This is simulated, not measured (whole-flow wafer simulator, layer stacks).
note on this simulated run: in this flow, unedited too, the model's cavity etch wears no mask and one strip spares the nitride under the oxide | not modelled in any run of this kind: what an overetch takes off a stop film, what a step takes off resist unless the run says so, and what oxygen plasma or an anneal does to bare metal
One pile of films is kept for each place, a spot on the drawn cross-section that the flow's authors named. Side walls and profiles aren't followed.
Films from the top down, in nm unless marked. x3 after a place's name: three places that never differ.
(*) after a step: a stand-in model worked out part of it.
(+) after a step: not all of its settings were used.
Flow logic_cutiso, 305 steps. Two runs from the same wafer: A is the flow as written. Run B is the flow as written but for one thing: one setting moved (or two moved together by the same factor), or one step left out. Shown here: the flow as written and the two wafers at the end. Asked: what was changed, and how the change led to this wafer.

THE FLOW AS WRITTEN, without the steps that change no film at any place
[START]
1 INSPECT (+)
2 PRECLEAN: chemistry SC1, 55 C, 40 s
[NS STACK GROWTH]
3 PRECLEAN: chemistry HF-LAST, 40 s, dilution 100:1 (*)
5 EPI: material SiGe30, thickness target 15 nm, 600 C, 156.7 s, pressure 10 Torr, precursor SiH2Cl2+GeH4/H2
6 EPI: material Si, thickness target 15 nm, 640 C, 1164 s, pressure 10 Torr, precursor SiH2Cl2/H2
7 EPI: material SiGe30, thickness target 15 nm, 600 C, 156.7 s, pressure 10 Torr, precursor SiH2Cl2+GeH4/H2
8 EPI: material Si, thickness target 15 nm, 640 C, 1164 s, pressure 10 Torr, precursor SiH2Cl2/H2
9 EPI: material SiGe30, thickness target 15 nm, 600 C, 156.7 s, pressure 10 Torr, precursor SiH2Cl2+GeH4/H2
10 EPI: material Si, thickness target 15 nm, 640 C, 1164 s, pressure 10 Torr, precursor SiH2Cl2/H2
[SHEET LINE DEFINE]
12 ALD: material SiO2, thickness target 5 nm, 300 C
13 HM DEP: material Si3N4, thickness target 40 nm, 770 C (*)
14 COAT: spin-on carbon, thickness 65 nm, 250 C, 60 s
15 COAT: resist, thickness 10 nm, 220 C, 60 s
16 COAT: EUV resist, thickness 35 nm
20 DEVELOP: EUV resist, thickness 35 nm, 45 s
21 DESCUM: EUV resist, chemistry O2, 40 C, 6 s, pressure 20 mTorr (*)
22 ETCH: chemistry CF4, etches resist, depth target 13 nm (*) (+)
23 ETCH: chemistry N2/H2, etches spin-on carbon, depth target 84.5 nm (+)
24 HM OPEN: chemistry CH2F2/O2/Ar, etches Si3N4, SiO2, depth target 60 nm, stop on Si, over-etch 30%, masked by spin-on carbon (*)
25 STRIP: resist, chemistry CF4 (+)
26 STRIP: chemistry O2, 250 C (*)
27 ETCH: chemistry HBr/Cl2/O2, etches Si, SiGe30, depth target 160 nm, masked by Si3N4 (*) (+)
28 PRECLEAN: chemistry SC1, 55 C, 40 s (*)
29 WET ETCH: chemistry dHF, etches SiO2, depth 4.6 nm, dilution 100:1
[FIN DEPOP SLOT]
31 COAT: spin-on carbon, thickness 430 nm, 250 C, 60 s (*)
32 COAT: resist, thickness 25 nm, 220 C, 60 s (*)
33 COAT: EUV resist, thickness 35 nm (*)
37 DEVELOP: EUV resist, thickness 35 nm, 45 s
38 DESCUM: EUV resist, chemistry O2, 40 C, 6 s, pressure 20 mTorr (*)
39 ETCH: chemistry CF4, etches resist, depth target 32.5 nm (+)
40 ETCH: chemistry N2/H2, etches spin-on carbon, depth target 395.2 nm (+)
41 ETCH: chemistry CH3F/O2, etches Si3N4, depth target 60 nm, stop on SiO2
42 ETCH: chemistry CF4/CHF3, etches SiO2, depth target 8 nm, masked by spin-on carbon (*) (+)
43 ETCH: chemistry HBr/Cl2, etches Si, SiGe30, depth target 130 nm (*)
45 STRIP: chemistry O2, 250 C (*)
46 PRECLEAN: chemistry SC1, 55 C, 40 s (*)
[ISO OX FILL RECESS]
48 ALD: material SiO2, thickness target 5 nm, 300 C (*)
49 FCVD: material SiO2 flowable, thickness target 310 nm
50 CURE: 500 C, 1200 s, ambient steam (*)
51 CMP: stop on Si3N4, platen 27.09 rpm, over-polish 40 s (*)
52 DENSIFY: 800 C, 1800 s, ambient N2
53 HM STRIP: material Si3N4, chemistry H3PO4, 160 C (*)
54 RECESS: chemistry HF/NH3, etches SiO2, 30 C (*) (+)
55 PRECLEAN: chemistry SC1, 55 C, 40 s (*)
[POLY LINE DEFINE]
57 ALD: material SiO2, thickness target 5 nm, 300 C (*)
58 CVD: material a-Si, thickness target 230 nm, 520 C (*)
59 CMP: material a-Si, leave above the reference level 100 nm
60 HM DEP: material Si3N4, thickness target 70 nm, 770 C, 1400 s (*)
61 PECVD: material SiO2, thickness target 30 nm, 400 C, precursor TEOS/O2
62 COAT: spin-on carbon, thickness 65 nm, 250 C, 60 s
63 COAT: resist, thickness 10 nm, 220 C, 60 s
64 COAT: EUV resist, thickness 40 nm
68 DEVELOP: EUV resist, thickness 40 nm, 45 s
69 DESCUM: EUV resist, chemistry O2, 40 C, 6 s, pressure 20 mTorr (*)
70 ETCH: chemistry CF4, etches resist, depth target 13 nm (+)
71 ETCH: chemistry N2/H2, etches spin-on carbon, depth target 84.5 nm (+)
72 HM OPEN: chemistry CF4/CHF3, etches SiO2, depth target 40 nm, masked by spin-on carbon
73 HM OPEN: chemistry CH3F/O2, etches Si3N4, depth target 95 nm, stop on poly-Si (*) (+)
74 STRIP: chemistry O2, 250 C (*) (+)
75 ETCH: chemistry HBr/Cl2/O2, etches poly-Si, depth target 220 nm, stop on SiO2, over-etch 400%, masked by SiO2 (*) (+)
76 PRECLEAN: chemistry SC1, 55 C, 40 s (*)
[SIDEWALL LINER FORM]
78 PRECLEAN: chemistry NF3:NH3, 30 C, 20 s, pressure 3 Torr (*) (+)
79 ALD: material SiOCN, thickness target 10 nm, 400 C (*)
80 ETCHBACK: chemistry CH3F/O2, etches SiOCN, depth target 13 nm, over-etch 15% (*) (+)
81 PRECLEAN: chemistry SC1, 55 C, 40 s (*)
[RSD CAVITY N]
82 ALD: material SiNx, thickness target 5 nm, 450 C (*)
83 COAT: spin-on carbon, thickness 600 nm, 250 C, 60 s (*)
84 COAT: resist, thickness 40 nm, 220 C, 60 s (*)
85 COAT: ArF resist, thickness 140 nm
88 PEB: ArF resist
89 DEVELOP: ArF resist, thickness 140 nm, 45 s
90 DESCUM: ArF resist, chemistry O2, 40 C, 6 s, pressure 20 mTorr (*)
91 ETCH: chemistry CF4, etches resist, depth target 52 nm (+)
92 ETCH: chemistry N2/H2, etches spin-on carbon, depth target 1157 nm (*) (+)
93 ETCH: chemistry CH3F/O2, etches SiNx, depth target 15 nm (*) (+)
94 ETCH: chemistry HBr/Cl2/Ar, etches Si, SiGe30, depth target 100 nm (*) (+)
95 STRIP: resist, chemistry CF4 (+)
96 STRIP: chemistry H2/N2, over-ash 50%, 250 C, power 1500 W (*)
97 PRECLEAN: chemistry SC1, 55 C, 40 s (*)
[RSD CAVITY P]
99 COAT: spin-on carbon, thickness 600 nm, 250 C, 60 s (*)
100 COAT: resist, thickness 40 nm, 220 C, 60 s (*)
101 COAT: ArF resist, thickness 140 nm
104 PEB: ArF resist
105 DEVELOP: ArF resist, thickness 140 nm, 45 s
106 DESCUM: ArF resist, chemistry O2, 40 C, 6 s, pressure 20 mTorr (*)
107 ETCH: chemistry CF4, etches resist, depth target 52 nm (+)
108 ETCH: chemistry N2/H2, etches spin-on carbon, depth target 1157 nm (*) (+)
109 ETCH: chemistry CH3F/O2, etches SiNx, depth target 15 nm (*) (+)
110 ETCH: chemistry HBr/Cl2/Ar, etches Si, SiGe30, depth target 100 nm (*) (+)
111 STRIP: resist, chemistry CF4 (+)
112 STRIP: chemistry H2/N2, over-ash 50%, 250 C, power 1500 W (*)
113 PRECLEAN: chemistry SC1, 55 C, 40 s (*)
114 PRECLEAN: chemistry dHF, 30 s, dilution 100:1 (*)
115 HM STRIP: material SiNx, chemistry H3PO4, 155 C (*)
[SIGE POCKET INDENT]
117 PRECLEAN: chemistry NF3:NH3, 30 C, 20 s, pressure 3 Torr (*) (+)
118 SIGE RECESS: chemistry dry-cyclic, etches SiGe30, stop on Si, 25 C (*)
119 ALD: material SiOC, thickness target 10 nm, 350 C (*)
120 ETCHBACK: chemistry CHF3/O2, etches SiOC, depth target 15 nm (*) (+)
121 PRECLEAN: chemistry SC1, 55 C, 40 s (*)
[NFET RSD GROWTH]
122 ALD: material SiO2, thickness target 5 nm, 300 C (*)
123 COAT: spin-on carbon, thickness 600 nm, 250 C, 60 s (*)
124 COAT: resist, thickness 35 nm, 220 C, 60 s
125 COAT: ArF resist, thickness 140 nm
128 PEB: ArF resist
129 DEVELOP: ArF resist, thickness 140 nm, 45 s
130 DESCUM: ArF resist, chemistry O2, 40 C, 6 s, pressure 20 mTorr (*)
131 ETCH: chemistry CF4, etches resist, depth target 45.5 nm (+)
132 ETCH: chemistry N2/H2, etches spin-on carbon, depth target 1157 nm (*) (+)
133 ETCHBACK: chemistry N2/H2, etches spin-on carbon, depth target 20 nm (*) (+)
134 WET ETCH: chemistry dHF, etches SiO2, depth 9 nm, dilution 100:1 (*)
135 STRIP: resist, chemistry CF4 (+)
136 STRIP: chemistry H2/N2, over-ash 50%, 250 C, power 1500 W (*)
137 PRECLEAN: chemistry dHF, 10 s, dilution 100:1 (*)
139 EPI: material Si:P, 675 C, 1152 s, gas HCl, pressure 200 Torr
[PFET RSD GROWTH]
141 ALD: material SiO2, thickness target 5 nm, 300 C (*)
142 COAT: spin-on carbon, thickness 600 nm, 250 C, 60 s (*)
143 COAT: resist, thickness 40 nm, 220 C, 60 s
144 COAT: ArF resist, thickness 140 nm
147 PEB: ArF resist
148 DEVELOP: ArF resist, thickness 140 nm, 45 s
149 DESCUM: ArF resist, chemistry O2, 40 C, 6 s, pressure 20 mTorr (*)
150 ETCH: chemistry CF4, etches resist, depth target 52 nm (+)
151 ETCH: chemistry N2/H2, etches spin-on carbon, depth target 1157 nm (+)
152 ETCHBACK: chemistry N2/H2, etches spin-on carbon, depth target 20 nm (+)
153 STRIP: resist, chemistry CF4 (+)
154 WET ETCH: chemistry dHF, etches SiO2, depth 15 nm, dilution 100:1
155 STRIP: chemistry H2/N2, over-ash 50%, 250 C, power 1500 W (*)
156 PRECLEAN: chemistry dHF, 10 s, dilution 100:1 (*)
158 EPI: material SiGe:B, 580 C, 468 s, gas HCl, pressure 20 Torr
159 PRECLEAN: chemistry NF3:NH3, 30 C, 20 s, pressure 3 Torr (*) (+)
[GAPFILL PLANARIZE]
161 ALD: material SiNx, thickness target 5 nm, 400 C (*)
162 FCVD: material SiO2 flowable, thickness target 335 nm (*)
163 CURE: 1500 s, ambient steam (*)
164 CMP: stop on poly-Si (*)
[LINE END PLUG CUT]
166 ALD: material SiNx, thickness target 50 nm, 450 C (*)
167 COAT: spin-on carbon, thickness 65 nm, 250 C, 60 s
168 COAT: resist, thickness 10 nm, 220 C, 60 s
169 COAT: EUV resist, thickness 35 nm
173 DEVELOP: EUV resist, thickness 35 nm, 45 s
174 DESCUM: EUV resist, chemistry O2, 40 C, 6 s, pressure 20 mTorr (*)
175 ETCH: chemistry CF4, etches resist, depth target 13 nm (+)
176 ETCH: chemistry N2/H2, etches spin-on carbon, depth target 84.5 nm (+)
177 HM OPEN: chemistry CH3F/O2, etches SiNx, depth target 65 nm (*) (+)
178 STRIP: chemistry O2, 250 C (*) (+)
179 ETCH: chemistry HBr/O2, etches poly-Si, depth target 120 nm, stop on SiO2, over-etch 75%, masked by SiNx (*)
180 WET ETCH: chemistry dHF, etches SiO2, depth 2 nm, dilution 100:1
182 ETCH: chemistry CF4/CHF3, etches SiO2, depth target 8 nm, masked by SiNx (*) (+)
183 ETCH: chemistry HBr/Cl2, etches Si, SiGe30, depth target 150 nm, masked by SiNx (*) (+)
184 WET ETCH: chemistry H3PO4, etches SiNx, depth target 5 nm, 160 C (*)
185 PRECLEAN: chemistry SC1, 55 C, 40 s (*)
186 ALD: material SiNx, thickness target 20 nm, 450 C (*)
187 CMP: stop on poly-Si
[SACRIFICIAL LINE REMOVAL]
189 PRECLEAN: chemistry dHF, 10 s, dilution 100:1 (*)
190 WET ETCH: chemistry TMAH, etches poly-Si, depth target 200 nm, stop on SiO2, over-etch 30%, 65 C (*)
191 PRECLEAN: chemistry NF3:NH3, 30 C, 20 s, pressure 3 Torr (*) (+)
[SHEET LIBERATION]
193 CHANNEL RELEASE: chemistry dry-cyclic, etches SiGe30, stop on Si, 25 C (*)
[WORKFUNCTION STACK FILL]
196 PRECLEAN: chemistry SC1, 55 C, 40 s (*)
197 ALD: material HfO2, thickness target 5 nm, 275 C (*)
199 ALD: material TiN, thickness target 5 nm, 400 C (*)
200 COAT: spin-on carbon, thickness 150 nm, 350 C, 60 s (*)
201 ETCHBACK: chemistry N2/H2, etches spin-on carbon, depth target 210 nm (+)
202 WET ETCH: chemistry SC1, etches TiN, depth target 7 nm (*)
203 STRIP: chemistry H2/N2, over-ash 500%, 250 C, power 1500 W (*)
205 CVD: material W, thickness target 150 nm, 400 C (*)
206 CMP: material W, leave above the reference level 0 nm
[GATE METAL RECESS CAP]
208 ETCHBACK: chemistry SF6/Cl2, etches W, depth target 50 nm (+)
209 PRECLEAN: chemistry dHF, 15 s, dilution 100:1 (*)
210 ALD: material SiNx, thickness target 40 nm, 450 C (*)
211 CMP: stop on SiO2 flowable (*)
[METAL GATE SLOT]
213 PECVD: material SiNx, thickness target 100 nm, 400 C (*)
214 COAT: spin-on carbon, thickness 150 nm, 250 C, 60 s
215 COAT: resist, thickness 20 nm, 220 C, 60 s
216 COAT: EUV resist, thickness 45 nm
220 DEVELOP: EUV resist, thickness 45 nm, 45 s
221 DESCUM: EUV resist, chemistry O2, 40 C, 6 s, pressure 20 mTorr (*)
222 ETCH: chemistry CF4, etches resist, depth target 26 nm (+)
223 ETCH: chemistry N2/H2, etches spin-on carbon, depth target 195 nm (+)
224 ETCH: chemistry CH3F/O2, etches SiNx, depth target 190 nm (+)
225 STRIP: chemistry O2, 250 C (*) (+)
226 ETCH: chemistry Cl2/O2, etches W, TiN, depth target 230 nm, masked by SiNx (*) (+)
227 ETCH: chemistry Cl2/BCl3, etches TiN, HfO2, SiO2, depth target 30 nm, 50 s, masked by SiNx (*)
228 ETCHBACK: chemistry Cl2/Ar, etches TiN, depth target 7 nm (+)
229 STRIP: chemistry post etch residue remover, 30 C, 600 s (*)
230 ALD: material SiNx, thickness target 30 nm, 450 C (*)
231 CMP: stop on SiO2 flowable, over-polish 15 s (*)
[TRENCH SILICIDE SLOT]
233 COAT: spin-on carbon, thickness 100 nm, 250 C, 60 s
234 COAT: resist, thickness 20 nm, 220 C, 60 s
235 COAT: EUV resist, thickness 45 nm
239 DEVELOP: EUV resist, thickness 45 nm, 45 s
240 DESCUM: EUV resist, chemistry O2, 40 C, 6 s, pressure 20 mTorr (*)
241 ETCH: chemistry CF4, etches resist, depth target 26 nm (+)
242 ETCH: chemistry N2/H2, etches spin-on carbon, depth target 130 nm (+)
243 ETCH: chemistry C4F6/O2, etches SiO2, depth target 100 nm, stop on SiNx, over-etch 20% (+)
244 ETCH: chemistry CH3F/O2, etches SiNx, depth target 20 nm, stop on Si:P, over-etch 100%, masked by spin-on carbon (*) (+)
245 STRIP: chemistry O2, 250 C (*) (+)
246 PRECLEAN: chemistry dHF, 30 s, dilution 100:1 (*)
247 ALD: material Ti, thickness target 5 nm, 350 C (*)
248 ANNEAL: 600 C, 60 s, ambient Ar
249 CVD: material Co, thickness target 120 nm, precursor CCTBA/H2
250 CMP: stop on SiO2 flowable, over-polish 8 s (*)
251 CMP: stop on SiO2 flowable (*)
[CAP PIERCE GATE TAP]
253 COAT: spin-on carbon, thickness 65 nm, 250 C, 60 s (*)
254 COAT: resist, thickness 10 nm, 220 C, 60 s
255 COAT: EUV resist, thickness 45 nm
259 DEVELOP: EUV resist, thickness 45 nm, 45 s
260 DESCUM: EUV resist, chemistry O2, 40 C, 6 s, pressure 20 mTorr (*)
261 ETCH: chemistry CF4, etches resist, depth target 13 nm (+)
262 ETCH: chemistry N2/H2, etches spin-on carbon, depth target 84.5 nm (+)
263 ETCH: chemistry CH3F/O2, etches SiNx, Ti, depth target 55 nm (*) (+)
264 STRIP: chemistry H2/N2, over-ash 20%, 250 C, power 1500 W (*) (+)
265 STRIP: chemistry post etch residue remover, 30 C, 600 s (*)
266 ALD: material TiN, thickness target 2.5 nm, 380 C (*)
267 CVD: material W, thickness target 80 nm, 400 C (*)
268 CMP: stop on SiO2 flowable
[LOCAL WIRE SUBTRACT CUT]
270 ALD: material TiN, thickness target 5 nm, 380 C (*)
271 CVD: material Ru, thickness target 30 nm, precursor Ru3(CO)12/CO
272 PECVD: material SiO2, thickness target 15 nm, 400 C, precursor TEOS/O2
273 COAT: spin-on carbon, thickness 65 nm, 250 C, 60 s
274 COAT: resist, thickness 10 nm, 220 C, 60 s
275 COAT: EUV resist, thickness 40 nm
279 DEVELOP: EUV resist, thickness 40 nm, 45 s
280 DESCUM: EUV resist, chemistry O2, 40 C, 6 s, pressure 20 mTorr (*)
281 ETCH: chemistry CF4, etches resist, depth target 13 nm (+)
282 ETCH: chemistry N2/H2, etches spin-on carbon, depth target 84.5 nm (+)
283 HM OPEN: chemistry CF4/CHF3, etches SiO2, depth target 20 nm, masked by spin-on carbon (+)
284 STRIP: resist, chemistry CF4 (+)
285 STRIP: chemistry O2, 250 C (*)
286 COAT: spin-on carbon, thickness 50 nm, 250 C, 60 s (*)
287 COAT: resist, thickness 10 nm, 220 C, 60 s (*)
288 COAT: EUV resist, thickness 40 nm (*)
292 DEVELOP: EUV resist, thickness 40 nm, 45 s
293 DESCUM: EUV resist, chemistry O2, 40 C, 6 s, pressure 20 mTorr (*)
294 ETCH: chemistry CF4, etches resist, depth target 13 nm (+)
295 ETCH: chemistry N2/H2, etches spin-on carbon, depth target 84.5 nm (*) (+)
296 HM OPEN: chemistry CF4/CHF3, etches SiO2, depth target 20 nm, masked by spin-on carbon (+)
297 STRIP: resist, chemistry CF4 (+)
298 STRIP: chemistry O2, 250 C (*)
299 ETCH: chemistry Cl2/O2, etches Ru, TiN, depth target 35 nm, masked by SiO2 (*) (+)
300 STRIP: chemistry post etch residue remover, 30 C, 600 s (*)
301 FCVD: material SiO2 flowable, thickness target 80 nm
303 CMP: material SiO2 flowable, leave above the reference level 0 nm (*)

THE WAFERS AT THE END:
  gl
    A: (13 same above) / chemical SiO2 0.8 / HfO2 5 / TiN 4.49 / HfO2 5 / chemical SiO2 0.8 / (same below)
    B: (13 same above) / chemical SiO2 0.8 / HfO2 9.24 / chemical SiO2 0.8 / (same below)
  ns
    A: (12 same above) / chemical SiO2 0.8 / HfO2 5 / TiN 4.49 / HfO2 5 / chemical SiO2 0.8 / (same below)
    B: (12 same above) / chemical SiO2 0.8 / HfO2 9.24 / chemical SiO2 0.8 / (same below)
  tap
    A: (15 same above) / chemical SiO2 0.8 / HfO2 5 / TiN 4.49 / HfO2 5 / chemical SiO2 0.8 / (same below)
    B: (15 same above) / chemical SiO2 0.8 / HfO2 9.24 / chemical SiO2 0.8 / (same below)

The cause: step 7, EPI: thickness target 9.8 nm was run, where the flow has thickness target 15 nm; step 7, EPI: 101.9 s was run, where the flow has 156.7 s.

How the change led to this, step by step:
  7 EPI: material SiGe30, thickness target 15 nm, 600 C, 156.7 s, pressure 10 Torr, precursor SiH2Cl2+GeH4/H2
      depop, dpovl, gfld and 19 more: A SiGe30 +15 (new film) | B SiGe30 +9.76 (new film)
  27 ETCH: chemistry HBr/Cl2/O2, etches Si, SiGe30, depth target 160 nm, masked by Si3N4 (*) (+)
      gfld, gxf, iso, lnri: A chemical SiO2 -0.79 (all of it), Si -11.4 (all of it), SiGe30 -15 (all of it), Si -15 (all of it), SiGe30 -15 (all of it), Si -15 (all of it), SiGe30 -15 (all of it), Si -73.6 | B chemical SiO2 -0.79 (all of it), Si -11.4 (all of it), SiGe30 -15 (all of it), Si -15 (all of it), SiGe30 -9.76 (all of it), Si -15 (all of it), SiGe30 -15 (all of it), Si -78.9
      dpovl, nsgap: A chemical SiO2 -0.79 (all of it), Si -11.8 (all of it), SiGe30 -15 (all of it), Si -15 (all of it), SiGe30 -15 (all of it), Si -15 (all of it), SiGe30 -15 (all of it), Si -73.2 | B chemical SiO2 -0.79 (all of it), Si -11.8 (all of it), SiGe30 -15 (all of it), Si -15 (all of it), SiGe30 -9.76 (all of it), Si -15 (all of it), SiGe30 -15 (all of it), Si -78.5
      (and at 1 more place)
  43 ETCH: chemistry HBr/Cl2, etches Si, SiGe30, depth target 130 nm (*)
      depop: A Si -14 (all of it), SiGe30 -15 (all of it), Si -15 (all of it), SiGe30 -15 (all of it), Si -15 (all of it), SiGe30 -15 (all of it), Si -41 | B Si -14 (all of it), SiGe30 -15 (all of it), Si -15 (all of it), SiGe30 -9.76 (all of it), Si -15 (all of it), SiGe30 -15 (all of it), Si -46.2
  94 ETCH: chemistry HBr/Cl2/Ar, etches Si, SiGe30, depth target 100 nm (*) (+)
      rsdn, rsdx: A chemical SiO2 -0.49 (all of it), Si -12.8 (all of it), SiGe30 -15 (all of it), Si -15 (all of it), SiGe30 -15 (all of it), Si -15 (all of it), SiGe30 -15 (all of it), Si -12.2 | B chemical SiO2 -0.49 (all of it), Si -12.8 (all of it), SiGe30 -15 (all of it), Si -15 (all of it), SiGe30 -9.76 (all of it), Si -15 (all of it), SiGe30 -15 (all of it), Si -17.4
  110 ETCH: chemistry HBr/Cl2/Ar, etches Si, SiGe30, depth target 100 nm (*) (+)
      rsdp, rsdw: A chemical SiO2 -0.49 (all of it), Si -12.8 (all of it), SiGe30 -15 (all of it), Si -15 (all of it), SiGe30 -15 (all of it), Si -15 (all of it), SiGe30 -15 (all of it), Si -12.2 | B chemical SiO2 -0.49 (all of it), Si -12.8 (all of it), SiGe30 -15 (all of it), Si -15 (all of it), SiGe30 -9.76 (all of it), Si -15 (all of it), SiGe30 -15 (all of it), Si -17.4
  118 SIGE RECESS: chemistry dry-cyclic, etches SiGe30, stop on Si, 25 C (*)
      lnr, lnrp, lnrt: A SiOCN -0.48, Si -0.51, cavity +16 (new film), SiGe30 -15 (all of it), Si -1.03, cavity +16 (new film), SiGe30 -15 (all of it), Si -1.03, cavity +16 (new film), SiGe30 -15 (all of it), Si -0.51 | B SiOCN -0.48, Si -0.51, cavity +16 (new film), SiGe30 -15 (all of it), Si -1.03, cavity +10.8 (new film), SiGe30 -9.76 (all of it), Si -1.03, cavity +16 (new film), SiGe30 -15 (all of it), Si -0.51
  119 ALD: material SiOC, thickness target 10 nm, 350 C (*)
      lnr, lnrp, lnrt: A SiOC +10 (new film), SiOC +16 (new film), cavity -16 (all of it), SiOC +16 (new film), cavity -16 (all of it), SiOC +16 (new film), cavity -16 (all of it) | B SiOC +10 (new film), SiOC +16 (new film), cavity -16 (all of it), SiOC +10.8 (new film), cavity -10.8 (all of it), SiOC +16 (new film), cavity -16 (all of it)
  183 ETCH: chemistry HBr/Cl2, etches Si, SiGe30, depth target 150 nm, masked by SiNx (*) (+)
      plug: A Si -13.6 (all of it), SiGe30 -15 (all of it), Si -15 (all of it), SiGe30 -15 (all of it), Si -15 (all of it), SiGe30 -15 (all of it), Si -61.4 | B Si -13.6 (all of it), SiGe30 -15 (all of it), Si -15 (all of it), SiGe30 -9.76 (all of it), Si -15 (all of it), SiGe30 -15 (all of it), Si -66.7
  193 CHANNEL RELEASE: chemistry dry-cyclic, etches SiGe30, stop on Si, 25 C (*)
      gl, glp, gxn, gxp, ns, tap: A chemical SiO2 +0.8 (new film), Si -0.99, chemical SiO2 +0.8 (new film), cavity +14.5 (new film), chemical SiO2 +0.8 (new film), SiGe30 -15 (all of it), Si -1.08, chemical SiO2 +0.8 (new film), cavity +14.5 (new film), chemical SiO2 +0.8 (new film), SiGe30 -15 (all of it), Si -1.08, chemical SiO2 +0.8 (new film), cavity +14.5 (new film), chemical SiO2 +0.8 (new film), SiGe30 -15 (all of it), Si -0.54 | B chemical SiO2 +0.8 (new film), Si -0.99, chemical SiO2 +0.8 (new film), cavity +14.5 (new film), chemical SiO2 +0.8 (new film), SiGe30 -15 (all of it), Si -1.08, chemical SiO2 +0.8 (new film), cavity +9.24 (new film), chemical SiO2 +0.8 (new film), SiGe30 -9.76 (all of it), Si -1.08, chemical SiO2 +0.8 (new film), cavity +14.5 (new film), chemical SiO2 +0.8 (new film), SiGe30 -15 (all of it), Si -0.54
  197 ALD: material HfO2, thickness target 5 nm, 275 C (*)
      gl, glp, gxn, gxp, ns, tap: A HfO2 +5 (new film), HfO2 +5 (new film), cavity -10, HfO2 +5 (new film), HfO2 +5 (new film), cavity -10, HfO2 +5 (new film), HfO2 +5 (new film), cavity -10, HfO2 +5 (new film) | B HfO2 +5 (new film), HfO2 +5 (new film), cavity -10, HfO2 +5 (new film), HfO2 +9.24 (new film), cavity -9.24 (all of it), HfO2 +5 (new film), cavity -10, HfO2 +5 (new film)
  199 ALD: material TiN, thickness target 5 nm, 400 C (*)
      gl, glp, tap: A TiN +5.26 (new film), TiN +4.49 (new film), cavity -4.49 (all of it), TiN +4.49 (new film), cavity -4.49 (all of it), TiN +4.49 (new film), cavity -4.49 (all of it) | B TiN +5.26 (new film), TiN +4.49 (new film), cavity -4.49 (all of it), TiN +4.49 (new film), cavity -4.49 (all of it)
      gxn, gxp, ns: A TiN +5 (new film), TiN +4.49 (new film), cavity -4.49 (all of it), TiN +4.49 (new film), cavity -4.49 (all of it), TiN +4.49 (new film), cavity -4.49 (all of it) | B TiN +5 (new film), TiN +4.49 (new film), cavity -4.49 (all of it), TiN +4.49 (new film), cavity -4.49 (all of it)
Counting metal films that touch as one body, gl has 3 bodies (between them, from the top down: HfO2 5 / chemical SiO2 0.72 / Si 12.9 / chemical SiO2 0.8 / HfO2 5; HfO2 5 / chemical SiO2 0.8 / Si 13.9 / chemical SiO2 0.8 / HfO2 9.24 / chemical SiO2 0.8 / Si 13.9 / chemical SiO2 0.8 / HfO2 5); the flow as written gives 4 bodies (between them, from the top down: HfO2 5 / chemical SiO2 0.72 / Si 12.9 / chemical SiO2 0.8 / HfO2 5; HfO2 5 / chemical SiO2 0.8 / Si 13.9 / chemical SiO2 0.8 / HfO2 5; HfO2 5 / chemical SiO2 0.8 / Si 13.9 / chemical SiO2 0.8 / HfO2 5).
Counting metal films that touch as one body, ns has 3 bodies (between them, from the top down: HfO2 5 / chemical SiO2 0.72 / Si 12.9 / chemical SiO2 0.8 / HfO2 5; HfO2 5 / chemical SiO2 0.8 / Si 13.9 / chemical SiO2 0.8 / HfO2 9.24 / chemical SiO2 0.8 / Si 13.9 / chemical SiO2 0.8 / HfO2 5); the flow as written gives 4 bodies (between them, from the top down: HfO2 5 / chemical SiO2 0.72 / Si 12.9 / chemical SiO2 0.8 / HfO2 5; HfO2 5 / chemical SiO2 0.8 / Si 13.9 / chemical SiO2 0.8 / HfO2 5; HfO2 5 / chemical SiO2 0.8 / Si 13.9 / chemical SiO2 0.8 / HfO2 5).
Counting metal films that touch as one body, tap has 3 bodies (between them, from the top down: HfO2 5 / chemical SiO2 0.72 / Si 12.9 / chemical SiO2 0.8 / HfO2 5; HfO2 5 / chemical SiO2 0.8 / Si 13.9 / chemical SiO2 0.8 / HfO2 9.24 / chemical SiO2 0.8 / Si 13.9 / chemical SiO2 0.8 / HfO2 5); the flow as written gives 4 bodies (between them, from the top down: HfO2 5 / chemical SiO2 0.72 / Si 12.9 / chemical SiO2 0.8 / HfO2 5; HfO2 5 / chemical SiO2 0.8 / Si 13.9 / chemical SiO2 0.8 / HfO2 5; HfO2 5 / chemical SiO2 0.8 / Si 13.9 / chemical SiO2 0.8 / HfO2 5).
